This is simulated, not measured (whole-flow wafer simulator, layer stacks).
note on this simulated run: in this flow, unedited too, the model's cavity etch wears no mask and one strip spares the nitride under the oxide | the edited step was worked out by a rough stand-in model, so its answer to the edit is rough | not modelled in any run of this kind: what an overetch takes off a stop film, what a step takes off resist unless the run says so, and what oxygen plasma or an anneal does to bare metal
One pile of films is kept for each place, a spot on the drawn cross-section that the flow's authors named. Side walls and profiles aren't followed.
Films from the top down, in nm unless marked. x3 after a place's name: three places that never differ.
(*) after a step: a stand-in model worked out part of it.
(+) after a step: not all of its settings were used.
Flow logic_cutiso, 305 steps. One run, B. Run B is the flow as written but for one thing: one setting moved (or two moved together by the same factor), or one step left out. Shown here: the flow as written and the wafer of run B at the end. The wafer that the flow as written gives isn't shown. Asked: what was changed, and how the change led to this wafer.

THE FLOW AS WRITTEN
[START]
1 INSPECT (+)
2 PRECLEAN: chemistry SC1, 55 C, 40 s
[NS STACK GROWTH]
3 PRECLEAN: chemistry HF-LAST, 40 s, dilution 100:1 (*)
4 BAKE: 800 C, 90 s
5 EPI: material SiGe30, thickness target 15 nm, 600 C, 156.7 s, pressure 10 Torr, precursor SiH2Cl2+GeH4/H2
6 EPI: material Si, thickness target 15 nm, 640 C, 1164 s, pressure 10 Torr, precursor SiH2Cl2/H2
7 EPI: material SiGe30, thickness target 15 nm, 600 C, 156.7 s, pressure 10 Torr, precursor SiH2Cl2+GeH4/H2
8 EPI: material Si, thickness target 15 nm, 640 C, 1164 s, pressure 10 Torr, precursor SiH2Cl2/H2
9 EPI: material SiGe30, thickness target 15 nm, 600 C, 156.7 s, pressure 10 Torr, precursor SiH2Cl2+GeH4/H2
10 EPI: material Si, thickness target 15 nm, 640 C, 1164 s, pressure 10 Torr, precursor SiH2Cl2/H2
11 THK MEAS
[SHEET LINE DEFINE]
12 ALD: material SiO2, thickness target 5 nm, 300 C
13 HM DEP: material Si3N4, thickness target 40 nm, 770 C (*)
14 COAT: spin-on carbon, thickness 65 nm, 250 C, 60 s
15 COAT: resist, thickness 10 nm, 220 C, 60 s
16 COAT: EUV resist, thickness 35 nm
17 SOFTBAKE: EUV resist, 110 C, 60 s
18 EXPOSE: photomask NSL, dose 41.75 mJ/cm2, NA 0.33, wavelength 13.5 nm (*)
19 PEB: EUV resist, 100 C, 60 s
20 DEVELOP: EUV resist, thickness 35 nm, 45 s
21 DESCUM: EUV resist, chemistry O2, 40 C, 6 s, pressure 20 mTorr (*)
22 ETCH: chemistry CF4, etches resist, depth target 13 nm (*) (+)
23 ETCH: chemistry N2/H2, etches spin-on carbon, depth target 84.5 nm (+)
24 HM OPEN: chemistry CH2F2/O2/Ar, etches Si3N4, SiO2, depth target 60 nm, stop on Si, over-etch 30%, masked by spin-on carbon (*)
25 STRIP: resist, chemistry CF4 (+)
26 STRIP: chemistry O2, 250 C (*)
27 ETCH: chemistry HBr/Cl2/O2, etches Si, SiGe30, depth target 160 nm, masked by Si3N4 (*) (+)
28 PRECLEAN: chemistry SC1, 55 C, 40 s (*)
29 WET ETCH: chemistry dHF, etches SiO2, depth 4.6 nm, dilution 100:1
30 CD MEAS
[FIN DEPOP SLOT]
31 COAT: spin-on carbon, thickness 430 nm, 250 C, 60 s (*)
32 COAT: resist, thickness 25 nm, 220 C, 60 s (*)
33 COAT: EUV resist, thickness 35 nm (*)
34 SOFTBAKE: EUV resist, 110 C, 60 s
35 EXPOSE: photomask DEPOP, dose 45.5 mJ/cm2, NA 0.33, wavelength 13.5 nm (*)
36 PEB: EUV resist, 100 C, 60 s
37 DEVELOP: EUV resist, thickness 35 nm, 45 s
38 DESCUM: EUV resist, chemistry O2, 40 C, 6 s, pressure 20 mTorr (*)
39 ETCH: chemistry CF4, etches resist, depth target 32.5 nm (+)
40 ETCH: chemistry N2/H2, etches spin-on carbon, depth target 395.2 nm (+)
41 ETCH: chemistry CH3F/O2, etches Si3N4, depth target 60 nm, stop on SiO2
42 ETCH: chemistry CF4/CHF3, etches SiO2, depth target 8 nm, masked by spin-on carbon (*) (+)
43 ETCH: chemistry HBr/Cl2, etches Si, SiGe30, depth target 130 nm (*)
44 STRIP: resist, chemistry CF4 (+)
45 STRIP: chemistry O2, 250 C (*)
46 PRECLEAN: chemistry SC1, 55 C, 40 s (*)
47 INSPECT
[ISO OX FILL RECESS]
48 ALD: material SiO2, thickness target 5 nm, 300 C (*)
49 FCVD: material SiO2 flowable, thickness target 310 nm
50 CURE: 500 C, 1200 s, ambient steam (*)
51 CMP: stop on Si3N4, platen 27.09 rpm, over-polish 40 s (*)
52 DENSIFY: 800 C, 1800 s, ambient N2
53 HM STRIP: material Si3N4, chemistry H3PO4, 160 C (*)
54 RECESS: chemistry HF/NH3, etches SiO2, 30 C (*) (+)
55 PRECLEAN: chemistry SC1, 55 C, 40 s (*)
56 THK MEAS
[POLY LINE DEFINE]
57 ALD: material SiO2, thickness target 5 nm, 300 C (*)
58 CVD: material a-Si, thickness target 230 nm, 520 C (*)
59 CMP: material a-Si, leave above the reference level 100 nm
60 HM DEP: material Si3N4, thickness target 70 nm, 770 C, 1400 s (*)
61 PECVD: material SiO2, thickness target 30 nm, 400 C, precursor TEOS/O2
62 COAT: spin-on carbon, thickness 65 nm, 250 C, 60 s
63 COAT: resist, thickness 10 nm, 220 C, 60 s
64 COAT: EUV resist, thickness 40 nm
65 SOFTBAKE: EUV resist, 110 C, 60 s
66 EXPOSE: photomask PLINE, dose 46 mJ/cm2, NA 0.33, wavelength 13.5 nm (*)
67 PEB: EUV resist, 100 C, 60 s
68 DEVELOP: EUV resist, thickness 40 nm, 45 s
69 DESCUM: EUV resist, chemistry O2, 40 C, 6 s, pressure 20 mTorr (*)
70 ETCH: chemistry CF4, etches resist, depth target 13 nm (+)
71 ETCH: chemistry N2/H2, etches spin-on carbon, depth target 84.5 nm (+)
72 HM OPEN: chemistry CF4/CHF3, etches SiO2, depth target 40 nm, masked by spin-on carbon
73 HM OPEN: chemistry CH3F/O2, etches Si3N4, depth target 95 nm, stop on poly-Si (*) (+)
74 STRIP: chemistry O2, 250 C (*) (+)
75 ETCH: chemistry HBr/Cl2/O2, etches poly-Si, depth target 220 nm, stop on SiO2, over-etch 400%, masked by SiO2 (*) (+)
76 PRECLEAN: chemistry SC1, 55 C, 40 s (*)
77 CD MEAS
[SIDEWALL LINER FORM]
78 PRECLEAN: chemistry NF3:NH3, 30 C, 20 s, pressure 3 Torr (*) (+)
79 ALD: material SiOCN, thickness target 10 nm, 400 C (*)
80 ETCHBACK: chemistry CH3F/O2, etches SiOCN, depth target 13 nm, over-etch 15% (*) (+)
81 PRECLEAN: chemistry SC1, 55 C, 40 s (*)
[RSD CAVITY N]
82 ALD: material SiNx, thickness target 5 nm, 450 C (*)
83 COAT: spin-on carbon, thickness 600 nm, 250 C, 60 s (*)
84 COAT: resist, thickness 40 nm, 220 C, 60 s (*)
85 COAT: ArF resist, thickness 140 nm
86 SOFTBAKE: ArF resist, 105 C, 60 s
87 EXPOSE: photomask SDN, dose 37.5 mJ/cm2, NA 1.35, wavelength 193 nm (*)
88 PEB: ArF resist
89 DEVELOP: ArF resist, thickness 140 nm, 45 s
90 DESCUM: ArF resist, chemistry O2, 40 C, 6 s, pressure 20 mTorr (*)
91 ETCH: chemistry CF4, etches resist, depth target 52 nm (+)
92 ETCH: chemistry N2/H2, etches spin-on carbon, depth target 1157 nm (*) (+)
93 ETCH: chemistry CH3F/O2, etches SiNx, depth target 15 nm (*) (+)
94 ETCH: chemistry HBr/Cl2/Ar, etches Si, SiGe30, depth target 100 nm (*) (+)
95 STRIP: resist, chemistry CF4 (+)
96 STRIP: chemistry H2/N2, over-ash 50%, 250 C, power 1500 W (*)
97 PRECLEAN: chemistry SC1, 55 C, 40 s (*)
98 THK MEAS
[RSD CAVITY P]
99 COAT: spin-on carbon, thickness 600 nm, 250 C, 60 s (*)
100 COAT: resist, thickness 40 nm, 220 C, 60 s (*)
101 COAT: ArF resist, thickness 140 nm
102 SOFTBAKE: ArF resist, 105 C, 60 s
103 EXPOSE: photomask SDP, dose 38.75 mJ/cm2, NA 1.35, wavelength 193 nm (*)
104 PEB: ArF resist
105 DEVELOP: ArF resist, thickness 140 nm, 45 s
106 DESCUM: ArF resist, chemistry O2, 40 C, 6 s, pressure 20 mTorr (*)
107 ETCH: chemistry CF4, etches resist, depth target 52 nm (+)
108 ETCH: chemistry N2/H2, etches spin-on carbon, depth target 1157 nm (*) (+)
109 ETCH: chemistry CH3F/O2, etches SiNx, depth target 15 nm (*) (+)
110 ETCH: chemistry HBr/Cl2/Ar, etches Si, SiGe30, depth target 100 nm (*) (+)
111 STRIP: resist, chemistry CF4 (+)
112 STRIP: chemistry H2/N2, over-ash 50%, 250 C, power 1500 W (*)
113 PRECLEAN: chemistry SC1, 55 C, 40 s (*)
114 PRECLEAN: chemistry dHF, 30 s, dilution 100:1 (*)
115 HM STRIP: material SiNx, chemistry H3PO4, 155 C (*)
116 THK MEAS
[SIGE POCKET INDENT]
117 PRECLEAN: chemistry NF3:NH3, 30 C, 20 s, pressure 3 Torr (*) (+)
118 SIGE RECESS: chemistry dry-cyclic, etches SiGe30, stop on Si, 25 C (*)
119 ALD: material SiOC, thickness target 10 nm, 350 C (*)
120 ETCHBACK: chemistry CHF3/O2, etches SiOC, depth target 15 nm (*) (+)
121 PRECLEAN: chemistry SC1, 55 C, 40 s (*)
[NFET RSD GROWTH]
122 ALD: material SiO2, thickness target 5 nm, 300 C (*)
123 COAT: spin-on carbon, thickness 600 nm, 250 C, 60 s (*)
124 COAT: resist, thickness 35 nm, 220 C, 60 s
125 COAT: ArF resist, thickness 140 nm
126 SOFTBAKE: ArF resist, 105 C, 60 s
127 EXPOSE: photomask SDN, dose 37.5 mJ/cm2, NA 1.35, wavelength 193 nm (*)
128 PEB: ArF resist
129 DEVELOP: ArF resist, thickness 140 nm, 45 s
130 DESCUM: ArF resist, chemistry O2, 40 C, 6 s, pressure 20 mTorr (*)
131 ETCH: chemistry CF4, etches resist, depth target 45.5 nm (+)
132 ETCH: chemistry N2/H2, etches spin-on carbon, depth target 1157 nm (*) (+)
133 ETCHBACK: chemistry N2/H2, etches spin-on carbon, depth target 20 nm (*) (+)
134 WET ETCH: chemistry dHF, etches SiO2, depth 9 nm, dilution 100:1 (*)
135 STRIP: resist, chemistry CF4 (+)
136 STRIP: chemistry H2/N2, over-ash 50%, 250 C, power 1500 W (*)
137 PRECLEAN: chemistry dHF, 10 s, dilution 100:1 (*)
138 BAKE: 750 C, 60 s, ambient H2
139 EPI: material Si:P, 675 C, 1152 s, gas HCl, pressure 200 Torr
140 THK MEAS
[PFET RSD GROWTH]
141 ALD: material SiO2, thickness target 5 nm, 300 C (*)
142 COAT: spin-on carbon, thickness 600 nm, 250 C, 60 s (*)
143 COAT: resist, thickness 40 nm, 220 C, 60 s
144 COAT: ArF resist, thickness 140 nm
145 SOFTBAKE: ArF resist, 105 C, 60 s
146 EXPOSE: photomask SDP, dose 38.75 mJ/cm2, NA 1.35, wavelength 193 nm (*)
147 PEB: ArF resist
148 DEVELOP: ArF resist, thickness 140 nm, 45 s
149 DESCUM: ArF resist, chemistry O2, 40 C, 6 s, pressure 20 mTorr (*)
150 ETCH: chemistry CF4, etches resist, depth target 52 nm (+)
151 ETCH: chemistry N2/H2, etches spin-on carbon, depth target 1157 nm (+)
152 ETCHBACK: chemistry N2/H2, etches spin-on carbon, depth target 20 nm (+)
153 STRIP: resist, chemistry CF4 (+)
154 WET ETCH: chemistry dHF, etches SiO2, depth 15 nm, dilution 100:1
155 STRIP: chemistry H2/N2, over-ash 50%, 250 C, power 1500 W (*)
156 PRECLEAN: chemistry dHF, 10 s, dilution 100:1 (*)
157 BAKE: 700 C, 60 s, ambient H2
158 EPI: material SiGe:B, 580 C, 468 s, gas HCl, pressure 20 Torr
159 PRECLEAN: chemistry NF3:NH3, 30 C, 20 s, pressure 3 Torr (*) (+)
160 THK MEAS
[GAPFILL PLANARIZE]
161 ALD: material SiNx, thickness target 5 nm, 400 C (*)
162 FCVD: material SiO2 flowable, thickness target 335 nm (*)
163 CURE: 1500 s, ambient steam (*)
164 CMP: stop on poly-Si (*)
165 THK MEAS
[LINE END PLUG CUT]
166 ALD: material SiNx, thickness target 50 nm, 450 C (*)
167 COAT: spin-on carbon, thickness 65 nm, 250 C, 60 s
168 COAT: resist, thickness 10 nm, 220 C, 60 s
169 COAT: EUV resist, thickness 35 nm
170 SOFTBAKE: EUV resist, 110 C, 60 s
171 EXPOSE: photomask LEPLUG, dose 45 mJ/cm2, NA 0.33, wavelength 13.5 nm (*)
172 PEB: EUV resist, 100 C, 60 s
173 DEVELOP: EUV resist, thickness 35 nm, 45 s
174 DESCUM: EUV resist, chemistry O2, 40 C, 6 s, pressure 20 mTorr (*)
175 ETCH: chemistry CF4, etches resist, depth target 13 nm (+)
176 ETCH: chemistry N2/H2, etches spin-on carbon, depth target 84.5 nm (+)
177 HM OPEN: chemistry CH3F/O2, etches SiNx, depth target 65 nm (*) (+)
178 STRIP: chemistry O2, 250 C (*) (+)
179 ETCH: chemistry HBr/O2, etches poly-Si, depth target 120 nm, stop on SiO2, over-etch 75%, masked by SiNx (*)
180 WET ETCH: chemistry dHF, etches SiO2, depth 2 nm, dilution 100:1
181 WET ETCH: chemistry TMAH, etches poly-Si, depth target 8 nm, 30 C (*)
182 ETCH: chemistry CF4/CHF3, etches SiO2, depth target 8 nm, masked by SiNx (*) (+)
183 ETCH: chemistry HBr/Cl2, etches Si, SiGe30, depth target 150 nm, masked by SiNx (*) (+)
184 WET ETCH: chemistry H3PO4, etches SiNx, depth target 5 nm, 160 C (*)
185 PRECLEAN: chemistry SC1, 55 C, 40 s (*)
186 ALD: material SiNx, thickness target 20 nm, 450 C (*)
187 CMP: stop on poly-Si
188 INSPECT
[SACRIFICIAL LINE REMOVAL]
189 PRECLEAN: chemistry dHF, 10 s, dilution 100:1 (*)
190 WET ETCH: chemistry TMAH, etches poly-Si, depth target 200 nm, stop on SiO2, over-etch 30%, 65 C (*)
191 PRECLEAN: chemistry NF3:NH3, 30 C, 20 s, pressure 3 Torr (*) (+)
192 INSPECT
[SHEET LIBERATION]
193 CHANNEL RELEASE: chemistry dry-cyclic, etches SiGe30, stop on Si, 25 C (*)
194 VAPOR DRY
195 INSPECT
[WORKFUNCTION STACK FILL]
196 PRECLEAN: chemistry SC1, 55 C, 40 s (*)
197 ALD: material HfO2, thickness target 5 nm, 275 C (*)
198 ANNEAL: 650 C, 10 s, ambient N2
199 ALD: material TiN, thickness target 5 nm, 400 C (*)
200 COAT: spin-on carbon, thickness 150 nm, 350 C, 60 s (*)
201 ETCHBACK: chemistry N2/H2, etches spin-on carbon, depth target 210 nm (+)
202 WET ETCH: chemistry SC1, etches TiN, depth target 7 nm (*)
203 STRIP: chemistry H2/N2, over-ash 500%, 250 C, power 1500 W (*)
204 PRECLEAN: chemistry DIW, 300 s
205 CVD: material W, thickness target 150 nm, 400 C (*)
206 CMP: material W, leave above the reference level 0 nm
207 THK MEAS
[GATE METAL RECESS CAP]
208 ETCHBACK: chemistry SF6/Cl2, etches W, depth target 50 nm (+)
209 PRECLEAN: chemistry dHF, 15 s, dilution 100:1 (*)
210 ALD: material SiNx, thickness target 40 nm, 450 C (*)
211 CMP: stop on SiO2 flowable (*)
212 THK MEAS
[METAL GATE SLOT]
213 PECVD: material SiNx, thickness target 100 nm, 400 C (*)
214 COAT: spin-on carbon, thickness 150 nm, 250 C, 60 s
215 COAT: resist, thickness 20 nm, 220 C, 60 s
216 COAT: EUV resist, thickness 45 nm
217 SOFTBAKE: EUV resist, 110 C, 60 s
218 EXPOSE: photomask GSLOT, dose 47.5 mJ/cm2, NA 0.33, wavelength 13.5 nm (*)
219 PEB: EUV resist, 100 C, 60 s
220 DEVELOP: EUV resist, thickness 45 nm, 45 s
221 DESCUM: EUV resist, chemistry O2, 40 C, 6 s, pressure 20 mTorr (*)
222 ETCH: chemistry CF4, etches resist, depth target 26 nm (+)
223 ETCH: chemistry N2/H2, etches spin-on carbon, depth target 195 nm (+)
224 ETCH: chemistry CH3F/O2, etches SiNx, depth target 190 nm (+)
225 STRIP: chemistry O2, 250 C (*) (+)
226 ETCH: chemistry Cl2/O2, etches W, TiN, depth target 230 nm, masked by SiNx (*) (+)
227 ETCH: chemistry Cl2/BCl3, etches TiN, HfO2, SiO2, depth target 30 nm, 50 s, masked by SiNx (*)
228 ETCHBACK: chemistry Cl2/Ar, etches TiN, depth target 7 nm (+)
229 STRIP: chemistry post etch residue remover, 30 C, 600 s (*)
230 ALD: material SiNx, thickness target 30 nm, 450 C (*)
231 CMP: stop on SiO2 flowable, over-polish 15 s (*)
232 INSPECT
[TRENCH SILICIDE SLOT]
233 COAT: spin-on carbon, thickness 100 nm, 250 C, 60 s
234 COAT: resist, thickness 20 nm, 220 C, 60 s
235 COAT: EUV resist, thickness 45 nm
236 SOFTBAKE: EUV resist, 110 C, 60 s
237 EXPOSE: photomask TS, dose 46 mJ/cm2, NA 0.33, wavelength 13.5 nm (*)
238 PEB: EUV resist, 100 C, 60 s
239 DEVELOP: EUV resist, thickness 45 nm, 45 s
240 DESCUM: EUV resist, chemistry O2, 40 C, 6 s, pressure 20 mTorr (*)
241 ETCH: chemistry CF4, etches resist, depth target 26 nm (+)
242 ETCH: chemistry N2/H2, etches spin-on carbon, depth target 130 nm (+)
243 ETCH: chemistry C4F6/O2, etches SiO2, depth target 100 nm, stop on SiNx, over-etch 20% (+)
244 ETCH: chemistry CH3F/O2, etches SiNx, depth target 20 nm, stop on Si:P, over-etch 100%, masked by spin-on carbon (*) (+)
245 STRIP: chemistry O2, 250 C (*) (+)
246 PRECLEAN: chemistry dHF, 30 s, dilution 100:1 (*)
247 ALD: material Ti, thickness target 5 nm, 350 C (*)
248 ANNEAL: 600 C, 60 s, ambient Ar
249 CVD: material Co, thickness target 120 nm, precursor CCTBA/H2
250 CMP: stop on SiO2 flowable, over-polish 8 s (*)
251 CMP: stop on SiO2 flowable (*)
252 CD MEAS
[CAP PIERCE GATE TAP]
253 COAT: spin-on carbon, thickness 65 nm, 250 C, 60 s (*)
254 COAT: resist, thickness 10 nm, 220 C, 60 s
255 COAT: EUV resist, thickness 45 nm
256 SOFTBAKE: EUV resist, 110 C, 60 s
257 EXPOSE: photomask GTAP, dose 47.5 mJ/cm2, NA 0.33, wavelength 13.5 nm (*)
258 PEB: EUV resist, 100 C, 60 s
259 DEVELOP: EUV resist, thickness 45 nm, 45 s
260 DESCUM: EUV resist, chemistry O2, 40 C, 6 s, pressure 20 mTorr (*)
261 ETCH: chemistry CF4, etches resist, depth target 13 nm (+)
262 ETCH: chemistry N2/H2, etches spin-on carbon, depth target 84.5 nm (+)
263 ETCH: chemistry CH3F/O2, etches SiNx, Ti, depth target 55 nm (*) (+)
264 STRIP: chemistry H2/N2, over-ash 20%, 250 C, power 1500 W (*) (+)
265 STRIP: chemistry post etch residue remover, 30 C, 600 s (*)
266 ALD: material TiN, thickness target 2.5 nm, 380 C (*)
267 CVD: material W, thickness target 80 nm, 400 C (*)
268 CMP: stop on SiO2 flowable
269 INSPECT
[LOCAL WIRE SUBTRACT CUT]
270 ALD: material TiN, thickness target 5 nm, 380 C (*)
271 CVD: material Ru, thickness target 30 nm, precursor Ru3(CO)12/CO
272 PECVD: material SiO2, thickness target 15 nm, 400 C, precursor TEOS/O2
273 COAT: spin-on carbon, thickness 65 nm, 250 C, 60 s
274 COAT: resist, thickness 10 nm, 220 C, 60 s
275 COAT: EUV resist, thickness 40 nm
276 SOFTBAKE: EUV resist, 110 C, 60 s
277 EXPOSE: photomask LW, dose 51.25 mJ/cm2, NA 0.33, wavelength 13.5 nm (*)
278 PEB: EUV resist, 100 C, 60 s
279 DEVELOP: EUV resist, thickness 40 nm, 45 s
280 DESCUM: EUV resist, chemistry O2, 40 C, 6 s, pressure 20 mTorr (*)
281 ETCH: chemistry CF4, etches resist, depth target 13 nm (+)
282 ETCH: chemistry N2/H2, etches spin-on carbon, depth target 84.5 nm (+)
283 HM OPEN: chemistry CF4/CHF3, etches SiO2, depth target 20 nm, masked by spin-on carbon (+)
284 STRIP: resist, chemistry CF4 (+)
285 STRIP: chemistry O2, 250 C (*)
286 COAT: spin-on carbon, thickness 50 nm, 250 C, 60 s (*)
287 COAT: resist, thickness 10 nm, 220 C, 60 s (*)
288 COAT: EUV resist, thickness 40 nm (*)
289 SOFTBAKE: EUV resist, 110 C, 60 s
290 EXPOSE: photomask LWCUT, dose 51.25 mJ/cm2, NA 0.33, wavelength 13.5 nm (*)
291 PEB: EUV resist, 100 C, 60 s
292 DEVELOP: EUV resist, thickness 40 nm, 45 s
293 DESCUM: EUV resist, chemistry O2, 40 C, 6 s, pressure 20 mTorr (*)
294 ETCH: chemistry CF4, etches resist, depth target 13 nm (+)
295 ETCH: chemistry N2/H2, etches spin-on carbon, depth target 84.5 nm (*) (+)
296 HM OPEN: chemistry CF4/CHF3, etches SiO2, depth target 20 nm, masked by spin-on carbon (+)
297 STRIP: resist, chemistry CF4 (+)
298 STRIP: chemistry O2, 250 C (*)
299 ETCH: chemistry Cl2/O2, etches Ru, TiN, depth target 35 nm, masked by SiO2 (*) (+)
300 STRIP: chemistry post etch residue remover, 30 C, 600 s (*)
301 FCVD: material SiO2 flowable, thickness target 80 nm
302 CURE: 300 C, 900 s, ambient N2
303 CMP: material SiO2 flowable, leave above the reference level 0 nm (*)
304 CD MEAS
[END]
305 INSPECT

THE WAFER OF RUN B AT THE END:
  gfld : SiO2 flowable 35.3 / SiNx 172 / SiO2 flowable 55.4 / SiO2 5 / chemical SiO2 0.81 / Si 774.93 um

The cause: step 227, ETCH: depth target 13.5 nm was run, where the flow has depth target 30 nm.

How the change led to this, step by step:
  227 ETCH: chemistry Cl2/BCl3, etches TiN, HfO2, SiO2, depth target 30 nm, 50 s, masked by SiNx (*)
      gfld: HfO2 -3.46 (all of it), SiO2 flowable -10 (as written it would be: HfO2 -3.46 (all of it), SiO2 flowable -26.5)
  230 ALD: material SiNx, thickness target 30 nm, 450 C (*)
      gfld: SiNx +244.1 (new film) (as written it would be: SiNx +260.6 (new film))
